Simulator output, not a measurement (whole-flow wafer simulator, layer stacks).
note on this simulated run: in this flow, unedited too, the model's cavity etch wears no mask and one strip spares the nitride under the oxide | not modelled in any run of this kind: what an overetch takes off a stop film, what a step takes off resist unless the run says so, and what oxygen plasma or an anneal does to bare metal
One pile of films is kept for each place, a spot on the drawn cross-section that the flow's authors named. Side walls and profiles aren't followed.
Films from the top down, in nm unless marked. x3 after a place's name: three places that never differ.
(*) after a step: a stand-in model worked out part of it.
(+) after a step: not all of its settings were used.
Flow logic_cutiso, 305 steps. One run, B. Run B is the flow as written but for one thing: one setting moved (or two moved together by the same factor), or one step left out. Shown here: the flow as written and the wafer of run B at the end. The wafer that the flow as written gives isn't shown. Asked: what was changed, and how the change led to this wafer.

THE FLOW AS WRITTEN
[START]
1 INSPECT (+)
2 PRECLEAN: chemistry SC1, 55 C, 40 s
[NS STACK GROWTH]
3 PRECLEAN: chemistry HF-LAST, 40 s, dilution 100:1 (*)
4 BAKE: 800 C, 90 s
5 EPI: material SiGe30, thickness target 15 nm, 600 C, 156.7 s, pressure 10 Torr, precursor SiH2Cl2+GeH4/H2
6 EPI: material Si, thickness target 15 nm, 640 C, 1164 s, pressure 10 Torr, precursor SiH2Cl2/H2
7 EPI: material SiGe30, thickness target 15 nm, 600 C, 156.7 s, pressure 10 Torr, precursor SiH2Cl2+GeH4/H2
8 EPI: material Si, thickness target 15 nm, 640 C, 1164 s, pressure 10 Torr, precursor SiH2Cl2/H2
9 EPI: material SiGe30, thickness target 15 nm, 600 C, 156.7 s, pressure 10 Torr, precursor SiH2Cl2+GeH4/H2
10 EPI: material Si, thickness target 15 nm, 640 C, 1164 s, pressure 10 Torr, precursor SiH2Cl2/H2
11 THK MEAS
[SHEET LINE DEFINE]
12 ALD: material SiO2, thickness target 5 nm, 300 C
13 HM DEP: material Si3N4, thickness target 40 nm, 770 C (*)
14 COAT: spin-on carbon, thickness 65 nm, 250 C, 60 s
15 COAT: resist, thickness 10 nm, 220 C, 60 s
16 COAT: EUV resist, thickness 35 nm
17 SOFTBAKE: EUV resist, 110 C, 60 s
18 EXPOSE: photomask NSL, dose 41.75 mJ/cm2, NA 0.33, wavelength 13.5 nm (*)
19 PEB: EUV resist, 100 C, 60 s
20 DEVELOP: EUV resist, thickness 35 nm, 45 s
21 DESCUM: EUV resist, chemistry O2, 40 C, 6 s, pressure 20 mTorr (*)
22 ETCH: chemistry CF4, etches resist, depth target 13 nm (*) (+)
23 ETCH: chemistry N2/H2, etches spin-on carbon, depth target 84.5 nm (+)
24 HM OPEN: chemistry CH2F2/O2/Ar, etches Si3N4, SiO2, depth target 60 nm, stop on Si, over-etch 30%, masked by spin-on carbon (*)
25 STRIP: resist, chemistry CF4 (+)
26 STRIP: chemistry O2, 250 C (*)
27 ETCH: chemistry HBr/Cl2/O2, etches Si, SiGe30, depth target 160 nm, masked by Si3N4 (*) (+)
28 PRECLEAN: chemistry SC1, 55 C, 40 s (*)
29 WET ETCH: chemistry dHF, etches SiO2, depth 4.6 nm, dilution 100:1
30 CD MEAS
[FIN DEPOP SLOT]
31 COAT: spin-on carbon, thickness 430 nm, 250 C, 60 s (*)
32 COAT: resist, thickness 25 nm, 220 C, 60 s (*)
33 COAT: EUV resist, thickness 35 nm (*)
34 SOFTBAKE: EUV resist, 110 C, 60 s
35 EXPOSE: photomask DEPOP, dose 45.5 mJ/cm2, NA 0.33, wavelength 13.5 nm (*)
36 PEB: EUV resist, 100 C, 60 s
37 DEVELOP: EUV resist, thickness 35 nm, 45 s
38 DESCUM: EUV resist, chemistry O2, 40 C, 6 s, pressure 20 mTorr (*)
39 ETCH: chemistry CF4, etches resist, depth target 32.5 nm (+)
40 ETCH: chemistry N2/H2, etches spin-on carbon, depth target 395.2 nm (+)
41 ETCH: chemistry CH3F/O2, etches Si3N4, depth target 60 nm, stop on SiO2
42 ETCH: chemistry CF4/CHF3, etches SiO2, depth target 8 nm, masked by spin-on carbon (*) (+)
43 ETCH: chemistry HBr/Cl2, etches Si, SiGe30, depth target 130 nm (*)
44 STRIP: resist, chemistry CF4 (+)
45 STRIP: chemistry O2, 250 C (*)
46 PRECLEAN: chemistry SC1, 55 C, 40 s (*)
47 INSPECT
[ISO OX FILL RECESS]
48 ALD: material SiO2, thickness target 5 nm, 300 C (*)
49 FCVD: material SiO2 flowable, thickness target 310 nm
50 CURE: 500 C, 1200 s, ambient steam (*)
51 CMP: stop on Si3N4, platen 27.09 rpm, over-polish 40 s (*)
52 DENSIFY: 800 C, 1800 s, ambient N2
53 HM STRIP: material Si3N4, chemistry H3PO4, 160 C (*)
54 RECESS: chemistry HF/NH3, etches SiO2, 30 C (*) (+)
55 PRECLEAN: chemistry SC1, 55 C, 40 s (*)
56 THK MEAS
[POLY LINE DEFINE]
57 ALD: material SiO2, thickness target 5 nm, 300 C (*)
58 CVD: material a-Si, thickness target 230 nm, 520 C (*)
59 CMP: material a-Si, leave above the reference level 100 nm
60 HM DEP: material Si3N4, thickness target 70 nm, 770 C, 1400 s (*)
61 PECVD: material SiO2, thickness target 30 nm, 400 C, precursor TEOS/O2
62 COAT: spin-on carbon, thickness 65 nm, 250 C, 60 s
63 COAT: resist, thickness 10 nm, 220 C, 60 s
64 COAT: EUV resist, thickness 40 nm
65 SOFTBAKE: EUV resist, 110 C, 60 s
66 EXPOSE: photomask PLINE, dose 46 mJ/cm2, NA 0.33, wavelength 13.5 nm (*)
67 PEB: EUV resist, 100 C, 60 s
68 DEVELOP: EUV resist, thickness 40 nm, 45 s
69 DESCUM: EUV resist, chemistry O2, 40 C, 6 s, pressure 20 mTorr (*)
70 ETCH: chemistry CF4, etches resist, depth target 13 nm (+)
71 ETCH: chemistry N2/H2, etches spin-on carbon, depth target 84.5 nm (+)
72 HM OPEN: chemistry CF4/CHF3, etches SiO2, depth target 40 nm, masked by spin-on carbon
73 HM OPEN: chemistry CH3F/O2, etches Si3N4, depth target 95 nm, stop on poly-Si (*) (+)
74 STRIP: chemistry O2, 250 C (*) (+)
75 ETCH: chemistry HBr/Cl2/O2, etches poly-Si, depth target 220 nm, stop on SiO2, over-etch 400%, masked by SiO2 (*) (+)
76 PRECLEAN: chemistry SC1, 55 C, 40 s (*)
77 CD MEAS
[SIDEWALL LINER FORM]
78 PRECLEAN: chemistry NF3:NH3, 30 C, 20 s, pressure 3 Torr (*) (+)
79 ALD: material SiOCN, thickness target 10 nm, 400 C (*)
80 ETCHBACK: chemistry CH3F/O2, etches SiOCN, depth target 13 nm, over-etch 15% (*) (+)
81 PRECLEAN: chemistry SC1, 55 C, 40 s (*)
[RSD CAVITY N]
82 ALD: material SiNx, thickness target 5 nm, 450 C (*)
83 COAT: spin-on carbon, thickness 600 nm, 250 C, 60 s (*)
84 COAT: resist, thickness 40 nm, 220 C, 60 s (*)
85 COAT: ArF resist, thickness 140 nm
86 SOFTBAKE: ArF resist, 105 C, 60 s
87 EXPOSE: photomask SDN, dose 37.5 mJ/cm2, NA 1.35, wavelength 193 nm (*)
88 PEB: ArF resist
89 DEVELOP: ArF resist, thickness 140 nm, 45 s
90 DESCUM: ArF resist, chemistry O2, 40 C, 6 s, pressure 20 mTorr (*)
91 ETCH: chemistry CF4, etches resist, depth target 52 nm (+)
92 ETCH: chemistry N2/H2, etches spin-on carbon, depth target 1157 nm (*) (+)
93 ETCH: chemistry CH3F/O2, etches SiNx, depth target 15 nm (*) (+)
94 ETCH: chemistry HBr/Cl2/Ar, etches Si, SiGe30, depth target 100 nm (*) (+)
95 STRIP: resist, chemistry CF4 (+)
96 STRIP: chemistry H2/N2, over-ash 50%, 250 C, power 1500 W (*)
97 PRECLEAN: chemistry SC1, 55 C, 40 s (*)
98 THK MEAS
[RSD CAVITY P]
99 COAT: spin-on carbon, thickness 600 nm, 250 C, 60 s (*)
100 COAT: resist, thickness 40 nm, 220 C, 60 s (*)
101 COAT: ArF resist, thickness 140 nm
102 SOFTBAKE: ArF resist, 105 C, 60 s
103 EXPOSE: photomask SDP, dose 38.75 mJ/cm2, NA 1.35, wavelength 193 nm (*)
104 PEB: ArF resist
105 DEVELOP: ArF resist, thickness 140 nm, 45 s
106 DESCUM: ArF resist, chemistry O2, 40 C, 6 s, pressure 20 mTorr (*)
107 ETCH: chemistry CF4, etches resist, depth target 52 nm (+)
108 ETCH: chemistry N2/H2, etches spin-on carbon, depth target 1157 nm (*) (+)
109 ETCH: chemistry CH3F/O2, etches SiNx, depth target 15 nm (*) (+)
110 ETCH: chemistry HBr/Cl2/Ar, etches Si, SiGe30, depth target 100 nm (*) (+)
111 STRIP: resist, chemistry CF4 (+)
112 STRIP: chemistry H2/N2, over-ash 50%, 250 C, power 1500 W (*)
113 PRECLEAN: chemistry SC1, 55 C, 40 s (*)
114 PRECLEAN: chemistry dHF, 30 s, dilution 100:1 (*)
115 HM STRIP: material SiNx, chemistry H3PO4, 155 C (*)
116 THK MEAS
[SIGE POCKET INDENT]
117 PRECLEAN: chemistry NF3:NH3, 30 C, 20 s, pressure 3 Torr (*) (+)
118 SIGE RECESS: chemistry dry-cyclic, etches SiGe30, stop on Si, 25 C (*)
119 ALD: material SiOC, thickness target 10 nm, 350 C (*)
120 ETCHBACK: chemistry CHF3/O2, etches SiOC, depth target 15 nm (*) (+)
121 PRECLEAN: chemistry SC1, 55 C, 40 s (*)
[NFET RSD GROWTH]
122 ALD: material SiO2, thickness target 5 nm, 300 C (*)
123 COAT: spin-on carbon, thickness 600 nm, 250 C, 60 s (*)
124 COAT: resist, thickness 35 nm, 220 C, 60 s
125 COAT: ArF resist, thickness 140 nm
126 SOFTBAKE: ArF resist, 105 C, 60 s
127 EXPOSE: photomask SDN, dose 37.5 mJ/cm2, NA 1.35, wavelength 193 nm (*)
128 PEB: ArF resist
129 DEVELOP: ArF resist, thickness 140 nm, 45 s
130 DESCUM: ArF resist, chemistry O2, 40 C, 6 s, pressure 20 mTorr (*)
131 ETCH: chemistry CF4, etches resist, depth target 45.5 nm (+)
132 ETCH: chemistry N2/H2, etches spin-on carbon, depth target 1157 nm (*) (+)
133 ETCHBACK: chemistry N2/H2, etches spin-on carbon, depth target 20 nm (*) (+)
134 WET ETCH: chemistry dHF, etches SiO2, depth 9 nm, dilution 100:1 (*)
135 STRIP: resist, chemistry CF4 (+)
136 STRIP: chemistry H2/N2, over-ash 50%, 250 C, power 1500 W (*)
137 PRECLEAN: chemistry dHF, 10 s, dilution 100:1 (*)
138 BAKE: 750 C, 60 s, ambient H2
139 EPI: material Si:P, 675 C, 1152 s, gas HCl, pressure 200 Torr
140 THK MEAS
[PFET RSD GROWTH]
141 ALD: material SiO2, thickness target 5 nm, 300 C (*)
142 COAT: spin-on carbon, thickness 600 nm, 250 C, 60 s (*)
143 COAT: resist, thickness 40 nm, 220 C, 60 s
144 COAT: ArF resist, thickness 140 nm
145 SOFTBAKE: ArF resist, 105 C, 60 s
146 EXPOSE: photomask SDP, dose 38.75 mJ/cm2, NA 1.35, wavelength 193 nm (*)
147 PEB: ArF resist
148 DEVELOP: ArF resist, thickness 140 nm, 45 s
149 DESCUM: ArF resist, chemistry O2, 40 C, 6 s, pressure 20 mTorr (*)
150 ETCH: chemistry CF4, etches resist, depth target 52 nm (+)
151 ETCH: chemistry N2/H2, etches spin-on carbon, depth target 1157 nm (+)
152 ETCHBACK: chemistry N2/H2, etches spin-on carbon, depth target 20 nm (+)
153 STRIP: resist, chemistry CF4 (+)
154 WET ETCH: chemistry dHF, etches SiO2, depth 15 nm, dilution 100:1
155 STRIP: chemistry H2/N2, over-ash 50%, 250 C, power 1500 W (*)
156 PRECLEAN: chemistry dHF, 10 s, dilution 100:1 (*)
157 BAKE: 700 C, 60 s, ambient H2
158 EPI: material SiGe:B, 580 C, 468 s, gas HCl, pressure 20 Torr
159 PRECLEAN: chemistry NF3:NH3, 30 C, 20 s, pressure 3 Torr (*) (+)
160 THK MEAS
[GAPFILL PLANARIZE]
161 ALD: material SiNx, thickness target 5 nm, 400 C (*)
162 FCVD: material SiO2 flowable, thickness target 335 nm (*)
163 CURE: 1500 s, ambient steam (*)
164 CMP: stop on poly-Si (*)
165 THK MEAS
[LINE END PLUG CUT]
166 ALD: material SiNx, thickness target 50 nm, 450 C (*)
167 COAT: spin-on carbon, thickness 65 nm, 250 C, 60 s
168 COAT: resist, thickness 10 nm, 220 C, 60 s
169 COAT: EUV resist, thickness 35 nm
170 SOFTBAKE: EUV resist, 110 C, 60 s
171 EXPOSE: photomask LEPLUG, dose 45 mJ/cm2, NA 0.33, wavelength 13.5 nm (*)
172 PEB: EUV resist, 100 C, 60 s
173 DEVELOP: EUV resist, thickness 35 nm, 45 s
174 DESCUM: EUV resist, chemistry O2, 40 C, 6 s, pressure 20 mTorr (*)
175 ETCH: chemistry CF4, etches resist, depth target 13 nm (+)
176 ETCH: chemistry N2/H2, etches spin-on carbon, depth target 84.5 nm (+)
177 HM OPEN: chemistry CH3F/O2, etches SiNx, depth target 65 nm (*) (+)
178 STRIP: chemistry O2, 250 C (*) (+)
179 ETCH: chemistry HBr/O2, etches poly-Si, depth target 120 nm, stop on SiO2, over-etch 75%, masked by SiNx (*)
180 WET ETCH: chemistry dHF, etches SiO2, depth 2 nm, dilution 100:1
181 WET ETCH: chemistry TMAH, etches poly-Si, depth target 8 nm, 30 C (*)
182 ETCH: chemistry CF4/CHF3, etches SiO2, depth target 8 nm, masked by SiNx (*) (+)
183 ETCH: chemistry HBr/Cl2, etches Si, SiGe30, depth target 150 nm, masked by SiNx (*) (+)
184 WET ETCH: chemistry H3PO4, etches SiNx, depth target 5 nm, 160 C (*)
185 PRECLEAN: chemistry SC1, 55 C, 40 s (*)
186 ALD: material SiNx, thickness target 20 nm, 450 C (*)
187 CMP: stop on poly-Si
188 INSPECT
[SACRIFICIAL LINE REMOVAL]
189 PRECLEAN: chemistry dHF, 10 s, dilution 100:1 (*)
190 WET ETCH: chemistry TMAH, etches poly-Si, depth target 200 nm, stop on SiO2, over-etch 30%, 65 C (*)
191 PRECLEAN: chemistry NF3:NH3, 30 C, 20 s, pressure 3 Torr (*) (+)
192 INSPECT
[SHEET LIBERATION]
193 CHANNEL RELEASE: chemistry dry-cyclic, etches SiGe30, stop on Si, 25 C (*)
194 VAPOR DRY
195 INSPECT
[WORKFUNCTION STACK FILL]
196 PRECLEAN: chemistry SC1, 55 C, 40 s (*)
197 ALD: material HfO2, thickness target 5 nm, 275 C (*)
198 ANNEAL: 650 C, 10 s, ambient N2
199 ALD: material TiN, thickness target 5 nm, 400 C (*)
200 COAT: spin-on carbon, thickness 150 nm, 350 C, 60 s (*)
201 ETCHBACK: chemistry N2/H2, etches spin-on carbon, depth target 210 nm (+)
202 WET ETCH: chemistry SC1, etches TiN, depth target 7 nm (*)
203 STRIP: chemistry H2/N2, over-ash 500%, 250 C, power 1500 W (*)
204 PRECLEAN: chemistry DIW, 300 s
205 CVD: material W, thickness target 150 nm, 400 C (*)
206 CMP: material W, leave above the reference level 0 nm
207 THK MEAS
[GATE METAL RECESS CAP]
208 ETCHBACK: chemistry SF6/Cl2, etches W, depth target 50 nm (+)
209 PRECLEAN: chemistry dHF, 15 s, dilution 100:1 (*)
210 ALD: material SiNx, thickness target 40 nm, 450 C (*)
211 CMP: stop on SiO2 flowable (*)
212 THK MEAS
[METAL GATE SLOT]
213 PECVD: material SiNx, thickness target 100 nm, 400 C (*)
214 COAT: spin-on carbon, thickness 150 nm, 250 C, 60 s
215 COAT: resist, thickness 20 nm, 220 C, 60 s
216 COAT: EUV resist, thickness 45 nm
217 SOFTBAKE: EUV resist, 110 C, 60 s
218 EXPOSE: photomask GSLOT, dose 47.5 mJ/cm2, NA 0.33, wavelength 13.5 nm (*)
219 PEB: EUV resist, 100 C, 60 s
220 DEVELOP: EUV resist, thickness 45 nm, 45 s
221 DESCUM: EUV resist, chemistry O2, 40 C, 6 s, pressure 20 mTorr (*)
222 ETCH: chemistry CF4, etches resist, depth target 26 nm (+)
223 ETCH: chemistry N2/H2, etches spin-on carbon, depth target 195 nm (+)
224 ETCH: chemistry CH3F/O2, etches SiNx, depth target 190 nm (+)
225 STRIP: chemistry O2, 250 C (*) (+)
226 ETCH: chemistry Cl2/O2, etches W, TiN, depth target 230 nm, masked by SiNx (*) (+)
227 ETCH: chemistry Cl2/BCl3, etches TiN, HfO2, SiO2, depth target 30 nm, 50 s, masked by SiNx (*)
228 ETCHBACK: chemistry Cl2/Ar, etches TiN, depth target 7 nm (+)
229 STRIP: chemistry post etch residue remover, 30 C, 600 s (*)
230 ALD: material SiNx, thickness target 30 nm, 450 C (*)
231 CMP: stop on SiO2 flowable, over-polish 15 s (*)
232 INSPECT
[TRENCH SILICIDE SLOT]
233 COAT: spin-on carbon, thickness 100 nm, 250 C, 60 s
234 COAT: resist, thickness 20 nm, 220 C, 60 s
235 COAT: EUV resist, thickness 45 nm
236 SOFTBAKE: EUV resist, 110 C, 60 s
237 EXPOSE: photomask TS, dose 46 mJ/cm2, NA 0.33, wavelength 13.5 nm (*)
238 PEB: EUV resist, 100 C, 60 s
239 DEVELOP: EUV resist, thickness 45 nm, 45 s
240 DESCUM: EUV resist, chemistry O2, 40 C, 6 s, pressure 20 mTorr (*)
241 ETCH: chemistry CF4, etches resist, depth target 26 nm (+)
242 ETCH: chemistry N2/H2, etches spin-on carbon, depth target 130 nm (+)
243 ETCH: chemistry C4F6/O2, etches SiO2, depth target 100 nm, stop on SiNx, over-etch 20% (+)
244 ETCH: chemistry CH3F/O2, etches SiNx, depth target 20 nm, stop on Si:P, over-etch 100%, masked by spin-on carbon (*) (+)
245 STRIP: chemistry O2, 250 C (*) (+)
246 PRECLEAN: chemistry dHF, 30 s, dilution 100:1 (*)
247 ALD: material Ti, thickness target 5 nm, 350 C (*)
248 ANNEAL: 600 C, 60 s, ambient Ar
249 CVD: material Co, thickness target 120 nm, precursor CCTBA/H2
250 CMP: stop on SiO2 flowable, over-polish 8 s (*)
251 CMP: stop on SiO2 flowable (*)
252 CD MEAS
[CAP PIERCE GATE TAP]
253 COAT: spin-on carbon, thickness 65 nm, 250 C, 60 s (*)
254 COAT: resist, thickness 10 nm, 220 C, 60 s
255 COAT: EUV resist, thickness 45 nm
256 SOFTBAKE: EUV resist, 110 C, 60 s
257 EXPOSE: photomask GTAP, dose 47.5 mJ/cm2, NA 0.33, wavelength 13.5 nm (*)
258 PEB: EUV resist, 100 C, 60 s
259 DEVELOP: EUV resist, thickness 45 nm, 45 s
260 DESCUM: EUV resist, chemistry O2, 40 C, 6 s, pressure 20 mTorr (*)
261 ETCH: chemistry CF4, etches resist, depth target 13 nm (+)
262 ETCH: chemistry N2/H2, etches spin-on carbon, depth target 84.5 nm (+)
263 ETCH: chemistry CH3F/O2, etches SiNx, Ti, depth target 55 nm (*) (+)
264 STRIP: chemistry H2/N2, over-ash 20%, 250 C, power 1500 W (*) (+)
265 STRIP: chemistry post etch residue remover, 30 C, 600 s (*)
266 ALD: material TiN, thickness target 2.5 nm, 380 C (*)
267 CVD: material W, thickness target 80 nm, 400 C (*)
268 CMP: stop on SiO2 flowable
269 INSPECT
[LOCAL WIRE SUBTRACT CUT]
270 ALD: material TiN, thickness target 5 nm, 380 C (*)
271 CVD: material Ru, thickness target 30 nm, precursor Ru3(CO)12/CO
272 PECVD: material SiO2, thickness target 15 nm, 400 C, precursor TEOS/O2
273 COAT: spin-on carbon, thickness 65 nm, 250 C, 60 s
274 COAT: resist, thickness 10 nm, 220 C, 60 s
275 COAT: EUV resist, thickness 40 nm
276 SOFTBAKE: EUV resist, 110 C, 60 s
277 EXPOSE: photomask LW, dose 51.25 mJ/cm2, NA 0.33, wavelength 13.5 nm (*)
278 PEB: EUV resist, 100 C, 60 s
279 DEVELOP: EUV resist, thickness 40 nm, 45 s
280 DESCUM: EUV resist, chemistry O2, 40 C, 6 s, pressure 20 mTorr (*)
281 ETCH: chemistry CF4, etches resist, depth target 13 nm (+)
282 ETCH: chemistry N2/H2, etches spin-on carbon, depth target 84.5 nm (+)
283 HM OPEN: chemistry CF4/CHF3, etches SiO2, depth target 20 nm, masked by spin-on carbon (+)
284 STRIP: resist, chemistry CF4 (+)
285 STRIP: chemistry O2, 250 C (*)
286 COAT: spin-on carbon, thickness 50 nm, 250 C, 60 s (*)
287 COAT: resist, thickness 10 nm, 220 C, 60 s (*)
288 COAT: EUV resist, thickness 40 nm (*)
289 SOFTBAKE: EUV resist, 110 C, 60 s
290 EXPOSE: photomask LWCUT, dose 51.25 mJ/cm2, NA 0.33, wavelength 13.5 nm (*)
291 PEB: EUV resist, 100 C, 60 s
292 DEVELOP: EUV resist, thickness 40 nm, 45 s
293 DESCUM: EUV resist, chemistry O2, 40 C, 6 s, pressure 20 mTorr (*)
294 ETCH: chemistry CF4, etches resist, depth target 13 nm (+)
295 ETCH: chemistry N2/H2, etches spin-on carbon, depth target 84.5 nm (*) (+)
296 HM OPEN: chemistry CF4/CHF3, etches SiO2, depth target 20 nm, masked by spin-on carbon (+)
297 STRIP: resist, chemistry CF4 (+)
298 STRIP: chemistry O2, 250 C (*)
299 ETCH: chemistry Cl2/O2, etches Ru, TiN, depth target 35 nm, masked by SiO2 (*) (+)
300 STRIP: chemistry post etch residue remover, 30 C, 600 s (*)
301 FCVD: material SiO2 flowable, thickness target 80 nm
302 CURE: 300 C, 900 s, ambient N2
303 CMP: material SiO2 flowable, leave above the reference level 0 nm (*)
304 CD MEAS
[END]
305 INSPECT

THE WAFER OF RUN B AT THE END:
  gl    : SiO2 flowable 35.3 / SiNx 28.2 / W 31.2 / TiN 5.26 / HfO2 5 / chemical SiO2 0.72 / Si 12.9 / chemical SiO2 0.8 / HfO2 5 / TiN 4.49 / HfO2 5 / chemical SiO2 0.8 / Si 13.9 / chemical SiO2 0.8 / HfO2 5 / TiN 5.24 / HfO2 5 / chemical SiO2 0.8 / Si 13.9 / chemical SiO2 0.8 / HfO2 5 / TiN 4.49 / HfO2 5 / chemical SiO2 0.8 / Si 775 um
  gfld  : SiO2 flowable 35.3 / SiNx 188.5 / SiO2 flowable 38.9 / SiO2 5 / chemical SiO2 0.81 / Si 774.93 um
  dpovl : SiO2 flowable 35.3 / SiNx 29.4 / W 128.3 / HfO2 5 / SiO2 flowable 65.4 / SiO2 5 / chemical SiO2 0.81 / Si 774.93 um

The cause: step 7, EPI: 164.5 s was run, where the flow has 156.7 s.

How the change led to this, step by step:
  7 EPI: material SiGe30, thickness target 15 nm, 600 C, 156.7 s, pressure 10 Torr, precursor SiH2Cl2+GeH4/H2
      depop, dpovl, gfld and 19 more: SiGe30 +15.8 (new film) (as written it would be: SiGe30 +15 (new film))
  27 ETCH: chemistry HBr/Cl2/O2, etches Si, SiGe30, depth target 160 nm, masked by Si3N4 (*) (+)
      gfld, gxf, iso, lnri: chemical SiO2 -0.79 (all of it), Si -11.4 (all of it), SiGe30 -15 (all of it), Si -15 (all of it), SiGe30 -15.8 (all of it), Si -15 (all of it), SiGe30 -15 (all of it), Si -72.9 (as written it would be: chemical SiO2 -0.79 (all of it), Si -11.4 (all of it), SiGe30 -15 (all of it), Si -15 (all of it), SiGe30 -15 (all of it), Si -15 (all of it), SiGe30 -15 (all of it), Si -73.6)
      dpovl, nsgap: chemical SiO2 -0.79 (all of it), Si -11.8 (all of it), SiGe30 -15 (all of it), Si -15 (all of it), SiGe30 -15.8 (all of it), Si -15 (all of it), SiGe30 -15 (all of it), Si -72.5 (as written it would be: chemical SiO2 -0.79 (all of it), Si -11.8 (all of it), SiGe30 -15 (all of it), Si -15 (all of it), SiGe30 -15 (all of it), Si -15 (all of it), SiGe30 -15 (all of it), Si -73.2)
      (and at 1 more place)
  43 ETCH: chemistry HBr/Cl2, etches Si, SiGe30, depth target 130 nm (*)
      depop: Si -14 (all of it), SiGe30 -15 (all of it), Si -15 (all of it), SiGe30 -15.8 (all of it), Si -15 (all of it), SiGe30 -15 (all of it), Si -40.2 (as written it would be: Si -14 (all of it), SiGe30 -15 (all of it), Si -15 (all of it), SiGe30 -15 (all of it), Si -15 (all of it), SiGe30 -15 (all of it), Si -41)
  94 ETCH: chemistry HBr/Cl2/Ar, etches Si, SiGe30, depth target 100 nm (*) (+)
      rsdn, rsdx: chemical SiO2 -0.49 (all of it), Si -12.8 (all of it), SiGe30 -15 (all of it), Si -15 (all of it), SiGe30 -15.8 (all of it), Si -15 (all of it), SiGe30 -15 (all of it), Si -11.4 (as written it would be: chemical SiO2 -0.49 (all of it), Si -12.8 (all of it), SiGe30 -15 (all of it), Si -15 (all of it), SiGe30 -15 (all of it), Si -15 (all of it), SiGe30 -15 (all of it), Si -12.2)
  110 ETCH: chemistry HBr/Cl2/Ar, etches Si, SiGe30, depth target 100 nm (*) (+)
      rsdp, rsdw: chemical SiO2 -0.49 (all of it), Si -12.8 (all of it), SiGe30 -15 (all of it), Si -15 (all of it), SiGe30 -15.8 (all of it), Si -15 (all of it), SiGe30 -15 (all of it), Si -11.4 (as written it would be: chemical SiO2 -0.49 (all of it), Si -12.8 (all of it), SiGe30 -15 (all of it), Si -15 (all of it), SiGe30 -15 (all of it), Si -15 (all of it), SiGe30 -15 (all of it), Si -12.2)
  118 SIGE RECESS: chemistry dry-cyclic, etches SiGe30, stop on Si, 25 C (*)
      lnr, lnrp, lnrt: SiOCN -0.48, Si -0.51, cavity +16 (new film), SiGe30 -15 (all of it), Si -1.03, cavity +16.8 (new film), SiGe30 -15.8 (all of it), Si -1.03, cavity +16 (new film), SiGe30 -15 (all of it), Si -0.51 (as written it would be: SiOCN -0.48, Si -0.51, cavity +16 (new film), SiGe30 -15 (all of it), Si -1.03, cavity +16 (new film), SiGe30 -15 (all of it), Si -1.03, cavity +16 (new film), SiGe30 -15 (all of it), Si -0.51)
  119 ALD: material SiOC, thickness target 10 nm, 350 C (*)
      lnr, lnrp, lnrt: SiOC +10 (new film), SiOC +16 (new film), cavity -16 (all of it), SiOC +16.8 (new film), cavity -16.8 (all of it), SiOC +16 (new film), cavity -16 (all of it) (as written it would be: SiOC +10 (new film), SiOC +16 (new film), cavity -16 (all of it), SiOC +16 (new film), cavity -16 (all of it), SiOC +16 (new film), cavity -16 (all of it))
  183 ETCH: chemistry HBr/Cl2, etches Si, SiGe30, depth target 150 nm, masked by SiNx (*) (+)
      plug: Si -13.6 (all of it), SiGe30 -15 (all of it), Si -15 (all of it), SiGe30 -15.8 (all of it), Si -15 (all of it), SiGe30 -15 (all of it), Si -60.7 (as written it would be: Si -13.6 (all of it), SiGe30 -15 (all of it), Si -15 (all of it), SiGe30 -15 (all of it), Si -15 (all of it), SiGe30 -15 (all of it), Si -61.4)
  193 CHANNEL RELEASE: chemistry dry-cyclic, etches SiGe30, stop on Si, 25 C (*)
      gl, glp, gxn, gxp, ns, tap: chemical SiO2 +0.8 (new film), Si -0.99, chemical SiO2 +0.8 (new film), cavity +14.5 (new film), chemical SiO2 +0.8 (new film), SiGe30 -15 (all of it), Si -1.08, chemical SiO2 +0.8 (new film), cavity +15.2 (new film), chemical SiO2 +0.8 (new film), SiGe30 -15.8 (all of it), Si -1.08, chemical SiO2 +0.8 (new film), cavity +14.5 (new film), chemical SiO2 +0.8 (new film), SiGe30 -15 (all of it), Si -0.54 (as written it would be: chemical SiO2 +0.8 (new film), Si -0.99, chemical SiO2 +0.8 (new film), cavity +14.5 (new film), chemical SiO2 +0.8 (new film), SiGe30 -15 (all of it), Si -1.08, chemical SiO2 +0.8 (new film), cavity +14.5 (new film), chemical SiO2 +0.8 (new film), SiGe30 -15 (all of it), Si -1.08, chemical SiO2 +0.8 (new film), cavity +14.5 (new film), chemical SiO2 +0.8 (new film), SiGe30 -15 (all of it), Si -0.54)
  199 ALD: material TiN, thickness target 5 nm, 400 C (*)
      gl, glp, tap: TiN +5.26 (new film), TiN +4.49 (new film), cavity -4.49 (all of it), TiN +5.24 (new film), cavity -5.24 (all of it), TiN +4.49 (new film), cavity -4.49 (all of it) (as written it would be: TiN +5.26 (new film), TiN +4.49 (new film), cavity -4.49 (all of it), TiN +4.49 (new film), cavity -4.49 (all of it), TiN +4.49 (new film), cavity -4.49 (all of it))
      gxn, gxp, ns: TiN +5 (new film), TiN +4.49 (new film), cavity -4.49 (all of it), TiN +5.24 (new film), cavity -5.24 (all of it), TiN +4.49 (new film), cavity -4.49 (all of it) (as written it would be: TiN +5 (new film), TiN +4.49 (new film), cavity -4.49 (all of it), TiN +4.49 (new film), cavity -4.49 (all of it), TiN +4.49 (new film), cavity -4.49 (all of it))
